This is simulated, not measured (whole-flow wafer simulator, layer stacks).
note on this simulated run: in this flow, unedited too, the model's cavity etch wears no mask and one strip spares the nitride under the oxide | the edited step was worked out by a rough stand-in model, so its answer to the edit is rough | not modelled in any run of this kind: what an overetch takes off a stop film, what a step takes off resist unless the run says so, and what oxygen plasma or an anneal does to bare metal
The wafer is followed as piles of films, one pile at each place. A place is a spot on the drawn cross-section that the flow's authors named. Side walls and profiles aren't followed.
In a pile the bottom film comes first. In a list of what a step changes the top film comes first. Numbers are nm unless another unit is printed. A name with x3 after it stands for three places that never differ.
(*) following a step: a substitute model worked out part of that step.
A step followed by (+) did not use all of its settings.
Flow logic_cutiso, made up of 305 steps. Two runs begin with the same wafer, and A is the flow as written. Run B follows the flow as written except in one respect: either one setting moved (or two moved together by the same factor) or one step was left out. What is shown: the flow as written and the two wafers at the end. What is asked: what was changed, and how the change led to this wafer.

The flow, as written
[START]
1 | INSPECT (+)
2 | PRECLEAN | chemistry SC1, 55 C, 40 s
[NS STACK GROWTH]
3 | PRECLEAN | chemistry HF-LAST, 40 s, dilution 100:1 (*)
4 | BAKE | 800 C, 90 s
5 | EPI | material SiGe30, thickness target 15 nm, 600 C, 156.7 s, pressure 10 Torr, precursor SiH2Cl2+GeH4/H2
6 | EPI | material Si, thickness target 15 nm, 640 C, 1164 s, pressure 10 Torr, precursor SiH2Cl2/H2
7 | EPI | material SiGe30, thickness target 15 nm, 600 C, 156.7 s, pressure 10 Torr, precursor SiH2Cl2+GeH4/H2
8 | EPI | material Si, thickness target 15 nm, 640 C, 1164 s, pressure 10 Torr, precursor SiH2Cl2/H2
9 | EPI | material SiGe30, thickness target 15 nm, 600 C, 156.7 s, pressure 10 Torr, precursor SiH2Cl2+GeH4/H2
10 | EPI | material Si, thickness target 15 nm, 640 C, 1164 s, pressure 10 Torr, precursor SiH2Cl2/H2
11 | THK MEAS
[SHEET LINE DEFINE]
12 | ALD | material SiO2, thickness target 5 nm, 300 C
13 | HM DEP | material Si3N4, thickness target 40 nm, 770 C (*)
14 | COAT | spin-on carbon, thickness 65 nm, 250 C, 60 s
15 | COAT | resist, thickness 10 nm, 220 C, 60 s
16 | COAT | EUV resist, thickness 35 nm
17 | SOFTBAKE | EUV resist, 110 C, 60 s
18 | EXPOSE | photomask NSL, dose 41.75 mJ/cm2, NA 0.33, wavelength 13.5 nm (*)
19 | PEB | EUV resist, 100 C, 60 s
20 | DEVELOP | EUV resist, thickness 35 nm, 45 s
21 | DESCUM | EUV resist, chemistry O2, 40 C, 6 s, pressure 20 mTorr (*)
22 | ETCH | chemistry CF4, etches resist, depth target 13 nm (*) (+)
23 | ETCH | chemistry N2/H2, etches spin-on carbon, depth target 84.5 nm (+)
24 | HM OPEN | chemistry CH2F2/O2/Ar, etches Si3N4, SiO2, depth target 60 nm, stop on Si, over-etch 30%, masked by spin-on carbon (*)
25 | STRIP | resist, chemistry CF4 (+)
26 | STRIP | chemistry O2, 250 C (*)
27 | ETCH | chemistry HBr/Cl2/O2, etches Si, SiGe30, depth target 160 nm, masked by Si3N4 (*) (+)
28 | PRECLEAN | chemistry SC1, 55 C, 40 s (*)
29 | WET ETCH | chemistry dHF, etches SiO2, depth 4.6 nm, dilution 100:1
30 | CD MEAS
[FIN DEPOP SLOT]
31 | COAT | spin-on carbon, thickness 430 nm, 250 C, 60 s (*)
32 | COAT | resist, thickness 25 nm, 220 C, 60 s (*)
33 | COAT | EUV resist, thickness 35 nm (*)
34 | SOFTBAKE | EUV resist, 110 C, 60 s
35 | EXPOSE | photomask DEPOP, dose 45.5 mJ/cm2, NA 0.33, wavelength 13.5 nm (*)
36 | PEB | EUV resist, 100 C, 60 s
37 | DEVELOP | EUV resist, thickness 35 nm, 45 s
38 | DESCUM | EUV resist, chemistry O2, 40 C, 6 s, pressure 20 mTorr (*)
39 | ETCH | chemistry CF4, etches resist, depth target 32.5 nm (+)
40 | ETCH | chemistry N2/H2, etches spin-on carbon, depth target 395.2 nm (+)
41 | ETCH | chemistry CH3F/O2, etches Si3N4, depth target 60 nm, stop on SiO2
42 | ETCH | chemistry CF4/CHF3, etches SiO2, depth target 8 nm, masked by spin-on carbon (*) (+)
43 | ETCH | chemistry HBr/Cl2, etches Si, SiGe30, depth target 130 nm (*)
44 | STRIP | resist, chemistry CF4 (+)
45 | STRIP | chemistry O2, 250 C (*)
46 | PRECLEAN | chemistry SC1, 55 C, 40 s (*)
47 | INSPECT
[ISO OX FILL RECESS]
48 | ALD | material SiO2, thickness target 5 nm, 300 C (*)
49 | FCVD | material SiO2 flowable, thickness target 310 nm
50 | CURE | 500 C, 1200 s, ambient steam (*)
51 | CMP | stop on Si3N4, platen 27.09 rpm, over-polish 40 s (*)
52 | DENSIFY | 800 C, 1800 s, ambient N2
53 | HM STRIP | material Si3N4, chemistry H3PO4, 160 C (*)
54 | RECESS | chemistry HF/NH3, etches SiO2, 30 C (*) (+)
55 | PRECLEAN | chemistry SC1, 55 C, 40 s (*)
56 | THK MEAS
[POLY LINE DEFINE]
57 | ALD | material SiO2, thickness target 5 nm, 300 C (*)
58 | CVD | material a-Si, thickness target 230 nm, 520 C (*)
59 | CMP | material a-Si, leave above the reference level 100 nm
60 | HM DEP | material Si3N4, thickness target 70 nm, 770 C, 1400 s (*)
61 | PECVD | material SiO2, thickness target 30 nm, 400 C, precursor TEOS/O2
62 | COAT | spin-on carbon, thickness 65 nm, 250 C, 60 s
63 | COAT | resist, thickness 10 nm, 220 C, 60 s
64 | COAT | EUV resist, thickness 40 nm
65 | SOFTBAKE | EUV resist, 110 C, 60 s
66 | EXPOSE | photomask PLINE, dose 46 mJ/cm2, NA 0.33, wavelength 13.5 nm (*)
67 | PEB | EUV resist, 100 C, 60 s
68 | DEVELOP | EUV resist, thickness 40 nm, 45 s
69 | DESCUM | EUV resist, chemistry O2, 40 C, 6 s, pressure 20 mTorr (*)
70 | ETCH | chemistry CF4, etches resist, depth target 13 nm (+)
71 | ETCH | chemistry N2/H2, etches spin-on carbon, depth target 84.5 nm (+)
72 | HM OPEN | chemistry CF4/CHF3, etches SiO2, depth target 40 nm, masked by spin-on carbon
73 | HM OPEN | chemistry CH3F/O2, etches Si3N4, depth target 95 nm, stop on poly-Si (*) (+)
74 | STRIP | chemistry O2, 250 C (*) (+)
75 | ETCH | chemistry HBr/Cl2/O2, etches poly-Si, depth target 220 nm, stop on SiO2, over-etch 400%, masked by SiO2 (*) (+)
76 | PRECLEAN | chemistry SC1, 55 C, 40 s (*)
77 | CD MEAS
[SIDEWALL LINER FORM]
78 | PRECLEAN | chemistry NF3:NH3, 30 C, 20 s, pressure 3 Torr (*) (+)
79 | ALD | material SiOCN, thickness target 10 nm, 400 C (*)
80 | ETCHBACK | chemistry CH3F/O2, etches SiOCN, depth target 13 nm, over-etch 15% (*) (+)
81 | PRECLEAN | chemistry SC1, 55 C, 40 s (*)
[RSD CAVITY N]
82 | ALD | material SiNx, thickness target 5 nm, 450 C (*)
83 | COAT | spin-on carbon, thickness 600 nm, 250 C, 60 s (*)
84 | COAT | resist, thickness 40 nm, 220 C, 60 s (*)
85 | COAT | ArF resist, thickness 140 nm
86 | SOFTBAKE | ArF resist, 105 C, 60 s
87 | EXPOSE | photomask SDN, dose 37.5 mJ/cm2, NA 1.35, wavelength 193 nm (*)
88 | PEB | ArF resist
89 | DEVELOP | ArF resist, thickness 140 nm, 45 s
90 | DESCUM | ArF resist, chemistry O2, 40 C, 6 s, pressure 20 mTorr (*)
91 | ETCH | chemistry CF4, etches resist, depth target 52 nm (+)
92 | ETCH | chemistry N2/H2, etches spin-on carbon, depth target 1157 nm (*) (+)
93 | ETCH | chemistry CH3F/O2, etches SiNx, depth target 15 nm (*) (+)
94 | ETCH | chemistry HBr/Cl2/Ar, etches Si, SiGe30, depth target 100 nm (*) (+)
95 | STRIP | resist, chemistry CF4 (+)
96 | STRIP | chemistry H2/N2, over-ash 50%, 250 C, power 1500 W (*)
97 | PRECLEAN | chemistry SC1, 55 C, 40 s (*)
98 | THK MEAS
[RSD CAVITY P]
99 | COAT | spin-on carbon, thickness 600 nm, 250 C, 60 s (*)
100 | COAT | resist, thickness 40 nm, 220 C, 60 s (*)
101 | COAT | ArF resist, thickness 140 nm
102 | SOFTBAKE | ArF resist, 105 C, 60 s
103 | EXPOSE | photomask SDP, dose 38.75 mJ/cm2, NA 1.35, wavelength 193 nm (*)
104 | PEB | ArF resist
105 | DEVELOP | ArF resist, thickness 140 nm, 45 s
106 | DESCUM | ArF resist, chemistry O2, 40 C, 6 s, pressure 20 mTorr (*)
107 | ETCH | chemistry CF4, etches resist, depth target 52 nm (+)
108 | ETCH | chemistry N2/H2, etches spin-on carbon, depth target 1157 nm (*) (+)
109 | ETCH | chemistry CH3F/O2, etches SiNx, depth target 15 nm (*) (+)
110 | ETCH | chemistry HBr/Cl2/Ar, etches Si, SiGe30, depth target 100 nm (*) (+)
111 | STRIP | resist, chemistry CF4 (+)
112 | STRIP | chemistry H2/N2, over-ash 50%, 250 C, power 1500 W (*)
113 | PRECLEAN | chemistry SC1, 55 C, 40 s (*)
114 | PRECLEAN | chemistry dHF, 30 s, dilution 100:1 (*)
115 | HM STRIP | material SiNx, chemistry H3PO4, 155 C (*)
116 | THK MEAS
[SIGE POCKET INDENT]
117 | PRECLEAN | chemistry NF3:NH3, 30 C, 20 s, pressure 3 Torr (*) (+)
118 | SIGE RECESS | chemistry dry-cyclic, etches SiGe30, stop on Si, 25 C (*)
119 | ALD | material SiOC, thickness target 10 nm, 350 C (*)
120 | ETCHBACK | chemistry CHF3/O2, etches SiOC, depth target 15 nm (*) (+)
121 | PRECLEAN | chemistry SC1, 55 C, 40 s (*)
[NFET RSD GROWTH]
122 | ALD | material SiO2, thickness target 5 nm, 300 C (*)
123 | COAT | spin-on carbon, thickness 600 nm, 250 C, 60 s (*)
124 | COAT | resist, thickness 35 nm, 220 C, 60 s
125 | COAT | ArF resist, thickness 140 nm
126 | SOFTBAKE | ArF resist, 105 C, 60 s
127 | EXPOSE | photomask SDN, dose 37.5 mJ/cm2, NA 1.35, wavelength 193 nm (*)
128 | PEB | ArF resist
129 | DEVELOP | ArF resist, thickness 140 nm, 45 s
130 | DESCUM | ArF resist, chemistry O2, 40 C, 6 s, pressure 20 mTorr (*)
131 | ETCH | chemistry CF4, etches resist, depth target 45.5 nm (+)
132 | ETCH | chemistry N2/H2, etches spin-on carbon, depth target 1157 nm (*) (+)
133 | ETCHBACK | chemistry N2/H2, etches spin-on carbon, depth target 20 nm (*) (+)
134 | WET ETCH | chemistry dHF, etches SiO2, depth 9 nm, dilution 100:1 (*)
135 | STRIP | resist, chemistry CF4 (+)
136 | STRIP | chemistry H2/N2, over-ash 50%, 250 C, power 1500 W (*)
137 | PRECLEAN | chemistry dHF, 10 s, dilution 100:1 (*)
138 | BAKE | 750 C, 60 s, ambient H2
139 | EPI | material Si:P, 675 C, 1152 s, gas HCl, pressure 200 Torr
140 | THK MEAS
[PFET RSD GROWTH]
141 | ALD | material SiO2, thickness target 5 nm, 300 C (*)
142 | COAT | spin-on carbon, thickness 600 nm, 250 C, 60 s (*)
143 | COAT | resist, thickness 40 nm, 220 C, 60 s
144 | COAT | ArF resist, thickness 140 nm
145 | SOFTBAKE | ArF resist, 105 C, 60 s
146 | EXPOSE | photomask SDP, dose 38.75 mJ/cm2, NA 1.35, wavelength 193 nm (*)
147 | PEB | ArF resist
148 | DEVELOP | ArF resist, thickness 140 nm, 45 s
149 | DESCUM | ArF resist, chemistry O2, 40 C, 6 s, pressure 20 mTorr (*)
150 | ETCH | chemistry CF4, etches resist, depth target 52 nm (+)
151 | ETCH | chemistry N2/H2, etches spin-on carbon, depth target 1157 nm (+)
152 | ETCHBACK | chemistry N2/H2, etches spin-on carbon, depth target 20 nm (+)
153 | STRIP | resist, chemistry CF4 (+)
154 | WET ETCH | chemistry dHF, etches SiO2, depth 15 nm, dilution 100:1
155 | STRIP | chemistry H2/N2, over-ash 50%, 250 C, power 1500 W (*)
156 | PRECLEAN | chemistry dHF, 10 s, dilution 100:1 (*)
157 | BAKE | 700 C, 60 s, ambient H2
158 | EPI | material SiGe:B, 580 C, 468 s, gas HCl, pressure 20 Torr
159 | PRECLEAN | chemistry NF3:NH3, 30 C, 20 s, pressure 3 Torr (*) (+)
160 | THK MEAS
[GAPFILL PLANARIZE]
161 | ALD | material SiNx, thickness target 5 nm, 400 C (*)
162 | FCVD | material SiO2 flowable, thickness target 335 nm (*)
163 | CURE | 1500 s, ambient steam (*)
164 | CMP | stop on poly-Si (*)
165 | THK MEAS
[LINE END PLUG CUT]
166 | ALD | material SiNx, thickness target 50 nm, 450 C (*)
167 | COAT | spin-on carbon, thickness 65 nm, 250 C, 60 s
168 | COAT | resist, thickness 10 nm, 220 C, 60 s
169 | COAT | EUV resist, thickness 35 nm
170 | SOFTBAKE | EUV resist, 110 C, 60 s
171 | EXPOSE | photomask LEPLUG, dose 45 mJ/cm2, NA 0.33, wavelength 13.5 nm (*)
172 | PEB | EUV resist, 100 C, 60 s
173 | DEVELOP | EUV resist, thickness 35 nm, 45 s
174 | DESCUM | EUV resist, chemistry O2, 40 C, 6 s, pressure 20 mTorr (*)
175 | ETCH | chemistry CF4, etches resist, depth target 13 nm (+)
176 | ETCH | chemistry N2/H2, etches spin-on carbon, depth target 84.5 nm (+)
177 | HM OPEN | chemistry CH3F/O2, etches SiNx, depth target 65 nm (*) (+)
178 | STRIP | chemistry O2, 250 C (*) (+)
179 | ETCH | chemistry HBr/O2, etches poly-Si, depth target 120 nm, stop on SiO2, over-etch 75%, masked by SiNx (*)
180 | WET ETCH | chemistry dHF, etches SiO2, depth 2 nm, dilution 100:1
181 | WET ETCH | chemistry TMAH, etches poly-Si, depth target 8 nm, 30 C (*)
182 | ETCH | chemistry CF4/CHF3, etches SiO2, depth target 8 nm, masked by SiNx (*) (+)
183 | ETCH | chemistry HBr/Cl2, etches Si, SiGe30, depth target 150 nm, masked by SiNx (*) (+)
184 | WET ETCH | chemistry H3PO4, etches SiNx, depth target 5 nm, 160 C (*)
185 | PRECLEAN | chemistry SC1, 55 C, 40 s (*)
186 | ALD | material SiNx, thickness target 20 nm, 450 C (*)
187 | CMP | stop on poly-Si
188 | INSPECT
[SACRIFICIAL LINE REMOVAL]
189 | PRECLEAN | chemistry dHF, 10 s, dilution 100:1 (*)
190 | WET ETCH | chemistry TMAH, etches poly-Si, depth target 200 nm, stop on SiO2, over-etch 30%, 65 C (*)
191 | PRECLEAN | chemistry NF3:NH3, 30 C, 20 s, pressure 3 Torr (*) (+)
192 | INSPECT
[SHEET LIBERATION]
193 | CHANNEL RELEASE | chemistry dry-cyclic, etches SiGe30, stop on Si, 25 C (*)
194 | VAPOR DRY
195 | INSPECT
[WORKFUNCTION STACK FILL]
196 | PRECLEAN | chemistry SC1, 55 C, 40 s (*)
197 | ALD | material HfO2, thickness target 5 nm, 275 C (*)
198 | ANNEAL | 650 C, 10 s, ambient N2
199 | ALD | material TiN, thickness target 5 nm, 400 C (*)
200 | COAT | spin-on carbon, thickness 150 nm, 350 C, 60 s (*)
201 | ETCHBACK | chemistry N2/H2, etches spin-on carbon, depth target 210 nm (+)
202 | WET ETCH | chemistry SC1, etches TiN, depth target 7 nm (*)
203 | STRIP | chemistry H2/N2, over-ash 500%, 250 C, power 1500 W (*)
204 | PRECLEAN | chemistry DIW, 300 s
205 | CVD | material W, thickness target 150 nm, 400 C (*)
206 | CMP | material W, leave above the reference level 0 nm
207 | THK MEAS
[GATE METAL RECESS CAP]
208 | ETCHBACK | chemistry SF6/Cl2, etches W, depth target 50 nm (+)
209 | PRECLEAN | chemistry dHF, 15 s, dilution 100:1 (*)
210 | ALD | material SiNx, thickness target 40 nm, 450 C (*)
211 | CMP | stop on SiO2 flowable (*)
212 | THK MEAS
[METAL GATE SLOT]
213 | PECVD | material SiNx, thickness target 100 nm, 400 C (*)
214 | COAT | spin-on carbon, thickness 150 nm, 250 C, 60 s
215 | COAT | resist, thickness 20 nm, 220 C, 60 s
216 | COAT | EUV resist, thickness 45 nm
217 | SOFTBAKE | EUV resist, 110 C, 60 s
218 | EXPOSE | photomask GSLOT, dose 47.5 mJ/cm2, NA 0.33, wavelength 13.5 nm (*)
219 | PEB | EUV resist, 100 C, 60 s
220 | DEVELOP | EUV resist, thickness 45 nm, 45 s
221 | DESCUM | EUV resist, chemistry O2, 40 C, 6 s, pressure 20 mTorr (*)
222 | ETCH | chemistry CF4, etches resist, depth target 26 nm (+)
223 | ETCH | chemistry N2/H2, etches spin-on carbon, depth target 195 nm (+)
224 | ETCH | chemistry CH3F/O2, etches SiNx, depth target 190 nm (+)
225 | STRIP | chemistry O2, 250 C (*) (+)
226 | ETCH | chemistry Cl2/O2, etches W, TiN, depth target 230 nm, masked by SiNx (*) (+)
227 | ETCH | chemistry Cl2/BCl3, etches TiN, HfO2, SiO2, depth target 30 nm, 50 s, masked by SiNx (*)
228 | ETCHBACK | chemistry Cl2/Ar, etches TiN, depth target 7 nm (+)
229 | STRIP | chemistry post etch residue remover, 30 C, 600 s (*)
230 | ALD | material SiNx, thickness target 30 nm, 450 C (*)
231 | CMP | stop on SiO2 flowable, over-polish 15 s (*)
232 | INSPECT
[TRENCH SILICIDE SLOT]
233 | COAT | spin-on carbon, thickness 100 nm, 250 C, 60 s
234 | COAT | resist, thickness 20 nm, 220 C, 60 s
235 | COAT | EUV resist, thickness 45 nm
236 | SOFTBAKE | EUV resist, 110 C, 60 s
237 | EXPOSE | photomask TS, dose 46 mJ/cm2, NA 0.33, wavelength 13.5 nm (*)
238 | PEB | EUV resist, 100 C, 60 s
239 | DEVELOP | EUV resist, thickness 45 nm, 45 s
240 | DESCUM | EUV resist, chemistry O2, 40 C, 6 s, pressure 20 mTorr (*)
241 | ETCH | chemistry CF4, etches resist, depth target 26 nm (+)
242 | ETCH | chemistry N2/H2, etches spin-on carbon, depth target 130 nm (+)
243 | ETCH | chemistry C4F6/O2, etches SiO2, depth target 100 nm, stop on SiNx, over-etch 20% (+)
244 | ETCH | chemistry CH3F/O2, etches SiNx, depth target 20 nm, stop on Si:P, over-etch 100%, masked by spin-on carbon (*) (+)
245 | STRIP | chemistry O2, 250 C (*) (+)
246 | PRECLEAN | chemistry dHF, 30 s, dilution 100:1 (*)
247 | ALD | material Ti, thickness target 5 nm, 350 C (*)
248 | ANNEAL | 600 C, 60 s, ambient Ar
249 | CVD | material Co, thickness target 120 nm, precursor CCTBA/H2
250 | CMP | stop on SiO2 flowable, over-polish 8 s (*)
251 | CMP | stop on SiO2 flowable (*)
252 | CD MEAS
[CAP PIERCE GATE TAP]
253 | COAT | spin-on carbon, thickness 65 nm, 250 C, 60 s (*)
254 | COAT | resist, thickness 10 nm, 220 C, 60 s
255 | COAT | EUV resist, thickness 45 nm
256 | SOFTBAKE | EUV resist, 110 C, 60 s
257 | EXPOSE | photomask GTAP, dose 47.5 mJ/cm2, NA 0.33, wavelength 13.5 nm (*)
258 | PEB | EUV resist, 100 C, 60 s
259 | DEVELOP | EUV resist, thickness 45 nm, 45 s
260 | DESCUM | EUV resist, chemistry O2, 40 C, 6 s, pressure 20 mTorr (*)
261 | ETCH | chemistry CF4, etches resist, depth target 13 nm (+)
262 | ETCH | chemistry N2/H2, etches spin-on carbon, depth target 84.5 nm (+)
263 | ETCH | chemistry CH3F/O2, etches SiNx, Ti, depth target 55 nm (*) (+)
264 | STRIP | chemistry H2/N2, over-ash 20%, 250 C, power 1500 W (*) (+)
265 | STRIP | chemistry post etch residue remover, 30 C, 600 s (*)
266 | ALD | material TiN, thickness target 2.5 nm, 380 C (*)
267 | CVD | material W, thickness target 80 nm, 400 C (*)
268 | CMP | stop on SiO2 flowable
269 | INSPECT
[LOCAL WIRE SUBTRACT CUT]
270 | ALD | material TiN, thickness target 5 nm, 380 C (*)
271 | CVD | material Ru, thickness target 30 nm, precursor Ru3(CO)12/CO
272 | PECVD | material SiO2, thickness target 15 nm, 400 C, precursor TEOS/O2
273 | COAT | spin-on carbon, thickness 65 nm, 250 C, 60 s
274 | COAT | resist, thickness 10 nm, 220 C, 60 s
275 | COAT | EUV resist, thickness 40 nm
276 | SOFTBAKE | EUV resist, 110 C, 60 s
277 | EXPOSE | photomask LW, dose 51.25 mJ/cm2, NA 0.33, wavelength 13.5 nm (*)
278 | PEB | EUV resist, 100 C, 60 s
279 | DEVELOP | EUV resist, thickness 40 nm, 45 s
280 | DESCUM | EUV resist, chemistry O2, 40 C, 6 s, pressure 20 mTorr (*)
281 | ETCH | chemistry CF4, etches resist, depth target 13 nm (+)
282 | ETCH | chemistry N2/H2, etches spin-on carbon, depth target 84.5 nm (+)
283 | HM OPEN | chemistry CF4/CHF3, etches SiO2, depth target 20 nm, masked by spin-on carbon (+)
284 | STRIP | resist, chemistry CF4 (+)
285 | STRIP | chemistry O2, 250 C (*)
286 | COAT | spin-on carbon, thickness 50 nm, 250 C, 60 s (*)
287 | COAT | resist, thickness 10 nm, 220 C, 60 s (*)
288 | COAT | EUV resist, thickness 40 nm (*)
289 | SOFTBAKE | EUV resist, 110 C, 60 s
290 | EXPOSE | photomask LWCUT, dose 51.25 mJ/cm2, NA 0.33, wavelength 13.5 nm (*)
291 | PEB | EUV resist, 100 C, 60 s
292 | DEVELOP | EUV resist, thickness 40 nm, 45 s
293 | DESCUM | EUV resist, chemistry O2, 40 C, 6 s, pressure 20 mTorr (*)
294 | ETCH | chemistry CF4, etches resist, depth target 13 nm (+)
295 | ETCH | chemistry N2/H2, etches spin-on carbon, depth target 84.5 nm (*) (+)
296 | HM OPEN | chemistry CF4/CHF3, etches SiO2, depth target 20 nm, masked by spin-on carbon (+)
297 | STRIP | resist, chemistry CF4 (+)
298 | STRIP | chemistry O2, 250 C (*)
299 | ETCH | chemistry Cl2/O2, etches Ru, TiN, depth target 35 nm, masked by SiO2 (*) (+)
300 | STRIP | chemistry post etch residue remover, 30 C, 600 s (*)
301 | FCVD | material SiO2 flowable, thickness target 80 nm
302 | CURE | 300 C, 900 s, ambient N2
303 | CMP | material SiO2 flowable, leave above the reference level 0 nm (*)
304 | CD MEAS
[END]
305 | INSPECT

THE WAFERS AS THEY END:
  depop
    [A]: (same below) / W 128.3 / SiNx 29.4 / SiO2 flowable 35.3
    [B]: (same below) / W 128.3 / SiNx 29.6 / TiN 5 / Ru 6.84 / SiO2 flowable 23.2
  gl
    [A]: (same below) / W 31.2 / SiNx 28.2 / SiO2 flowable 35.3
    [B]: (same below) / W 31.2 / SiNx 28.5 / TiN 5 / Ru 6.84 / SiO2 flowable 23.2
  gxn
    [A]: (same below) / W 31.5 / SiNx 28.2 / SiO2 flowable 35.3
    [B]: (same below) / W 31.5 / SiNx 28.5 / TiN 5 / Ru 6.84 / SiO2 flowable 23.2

What caused this: step 299, ETCH: depth target 22.8 nm was run, whereas the flow has depth target 35 nm.

Step by step, how the change led to this:
  299 | ETCH | chemistry Cl2/O2, etches Ru, TiN, depth target 35 nm, masked by SiO2 (*) (+)
      depop, dpovl, gfld and 15 more: A Ru loses 29.6 (all of it), TiN loses 5 (all of it) | B Ru loses 22.8
  301 | FCVD | material SiO2 flowable, thickness target 80 nm
      iso, rsdx: A SiO2 flowable gains 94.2 | B SiO2 flowable gains 90.9 (new film)
      gfld, gl, glp, gxf, gxn, gxp, plug: A SiO2 flowable gains 94.4 (new film) | B SiO2 flowable gains 90.9 (new film)
      (also at 8 further places)
  303 | CMP | material SiO2 flowable, leave above the reference level 0 nm (*)
      gfld, gl, glp and 10 more: A SiO2 flowable loses 59.2 | B SiO2 flowable loses 67.7
      depop, dpovl, isow, ns, nsgap: A SiO2 flowable loses 44.7 | B SiO2 flowable loses 56.8
      (also at 4 further places)
Taking metal films that touch as one body, depop has 2 bodies (between them, from the top down: SiNx 29.6); the flow as written gives 1 body.
Taking metal films that touch as one body, gl has 5 bodies (between them, from the top down: SiNx 28.5; HfO2 5 / chemical SiO2 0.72 / Si 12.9 / chemical SiO2 0.8 / HfO2 5; HfO2 5 / chemical SiO2 0.8 / Si 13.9 / chemical SiO2 0.8 / HfO2 5; HfO2 5 / chemical SiO2 0.8 / Si 13.9 / chemical SiO2 0.8 / HfO2 5); the flow as written gives 4 bodies (between them, from the top down: HfO2 5 / chemical SiO2 0.72 / Si 12.9 / chemical SiO2 0.8 / HfO2 5; HfO2 5 / chemical SiO2 0.8 / Si 13.9 / chemical SiO2 0.8 / HfO2 5; HfO2 5 / chemical SiO2 0.8 / Si 13.9 / chemical SiO2 0.8 / HfO2 5).
Taking metal films that touch as one body, gxn has 5 bodies (between them, from the top down: SiNx 28.5; HfO2 5 / chemical SiO2 0.72 / Si 12.9 / chemical SiO2 0.8 / HfO2 5; HfO2 5 / chemical SiO2 0.8 / Si 13.9 / chemical SiO2 0.8 / HfO2 5; HfO2 5 / chemical SiO2 0.8 / Si 13.9 / chemical SiO2 0.8 / HfO2 5); the flow as written gives 4 bodies (between them, from the top down: HfO2 5 / chemical SiO2 0.72 / Si 12.9 / chemical SiO2 0.8 / HfO2 5; HfO2 5 / chemical SiO2 0.8 / Si 13.9 / chemical SiO2 0.8 / HfO2 5; HfO2 5 / chemical SiO2 0.8 / Si 13.9 / chemical SiO2 0.8 / HfO2 5).
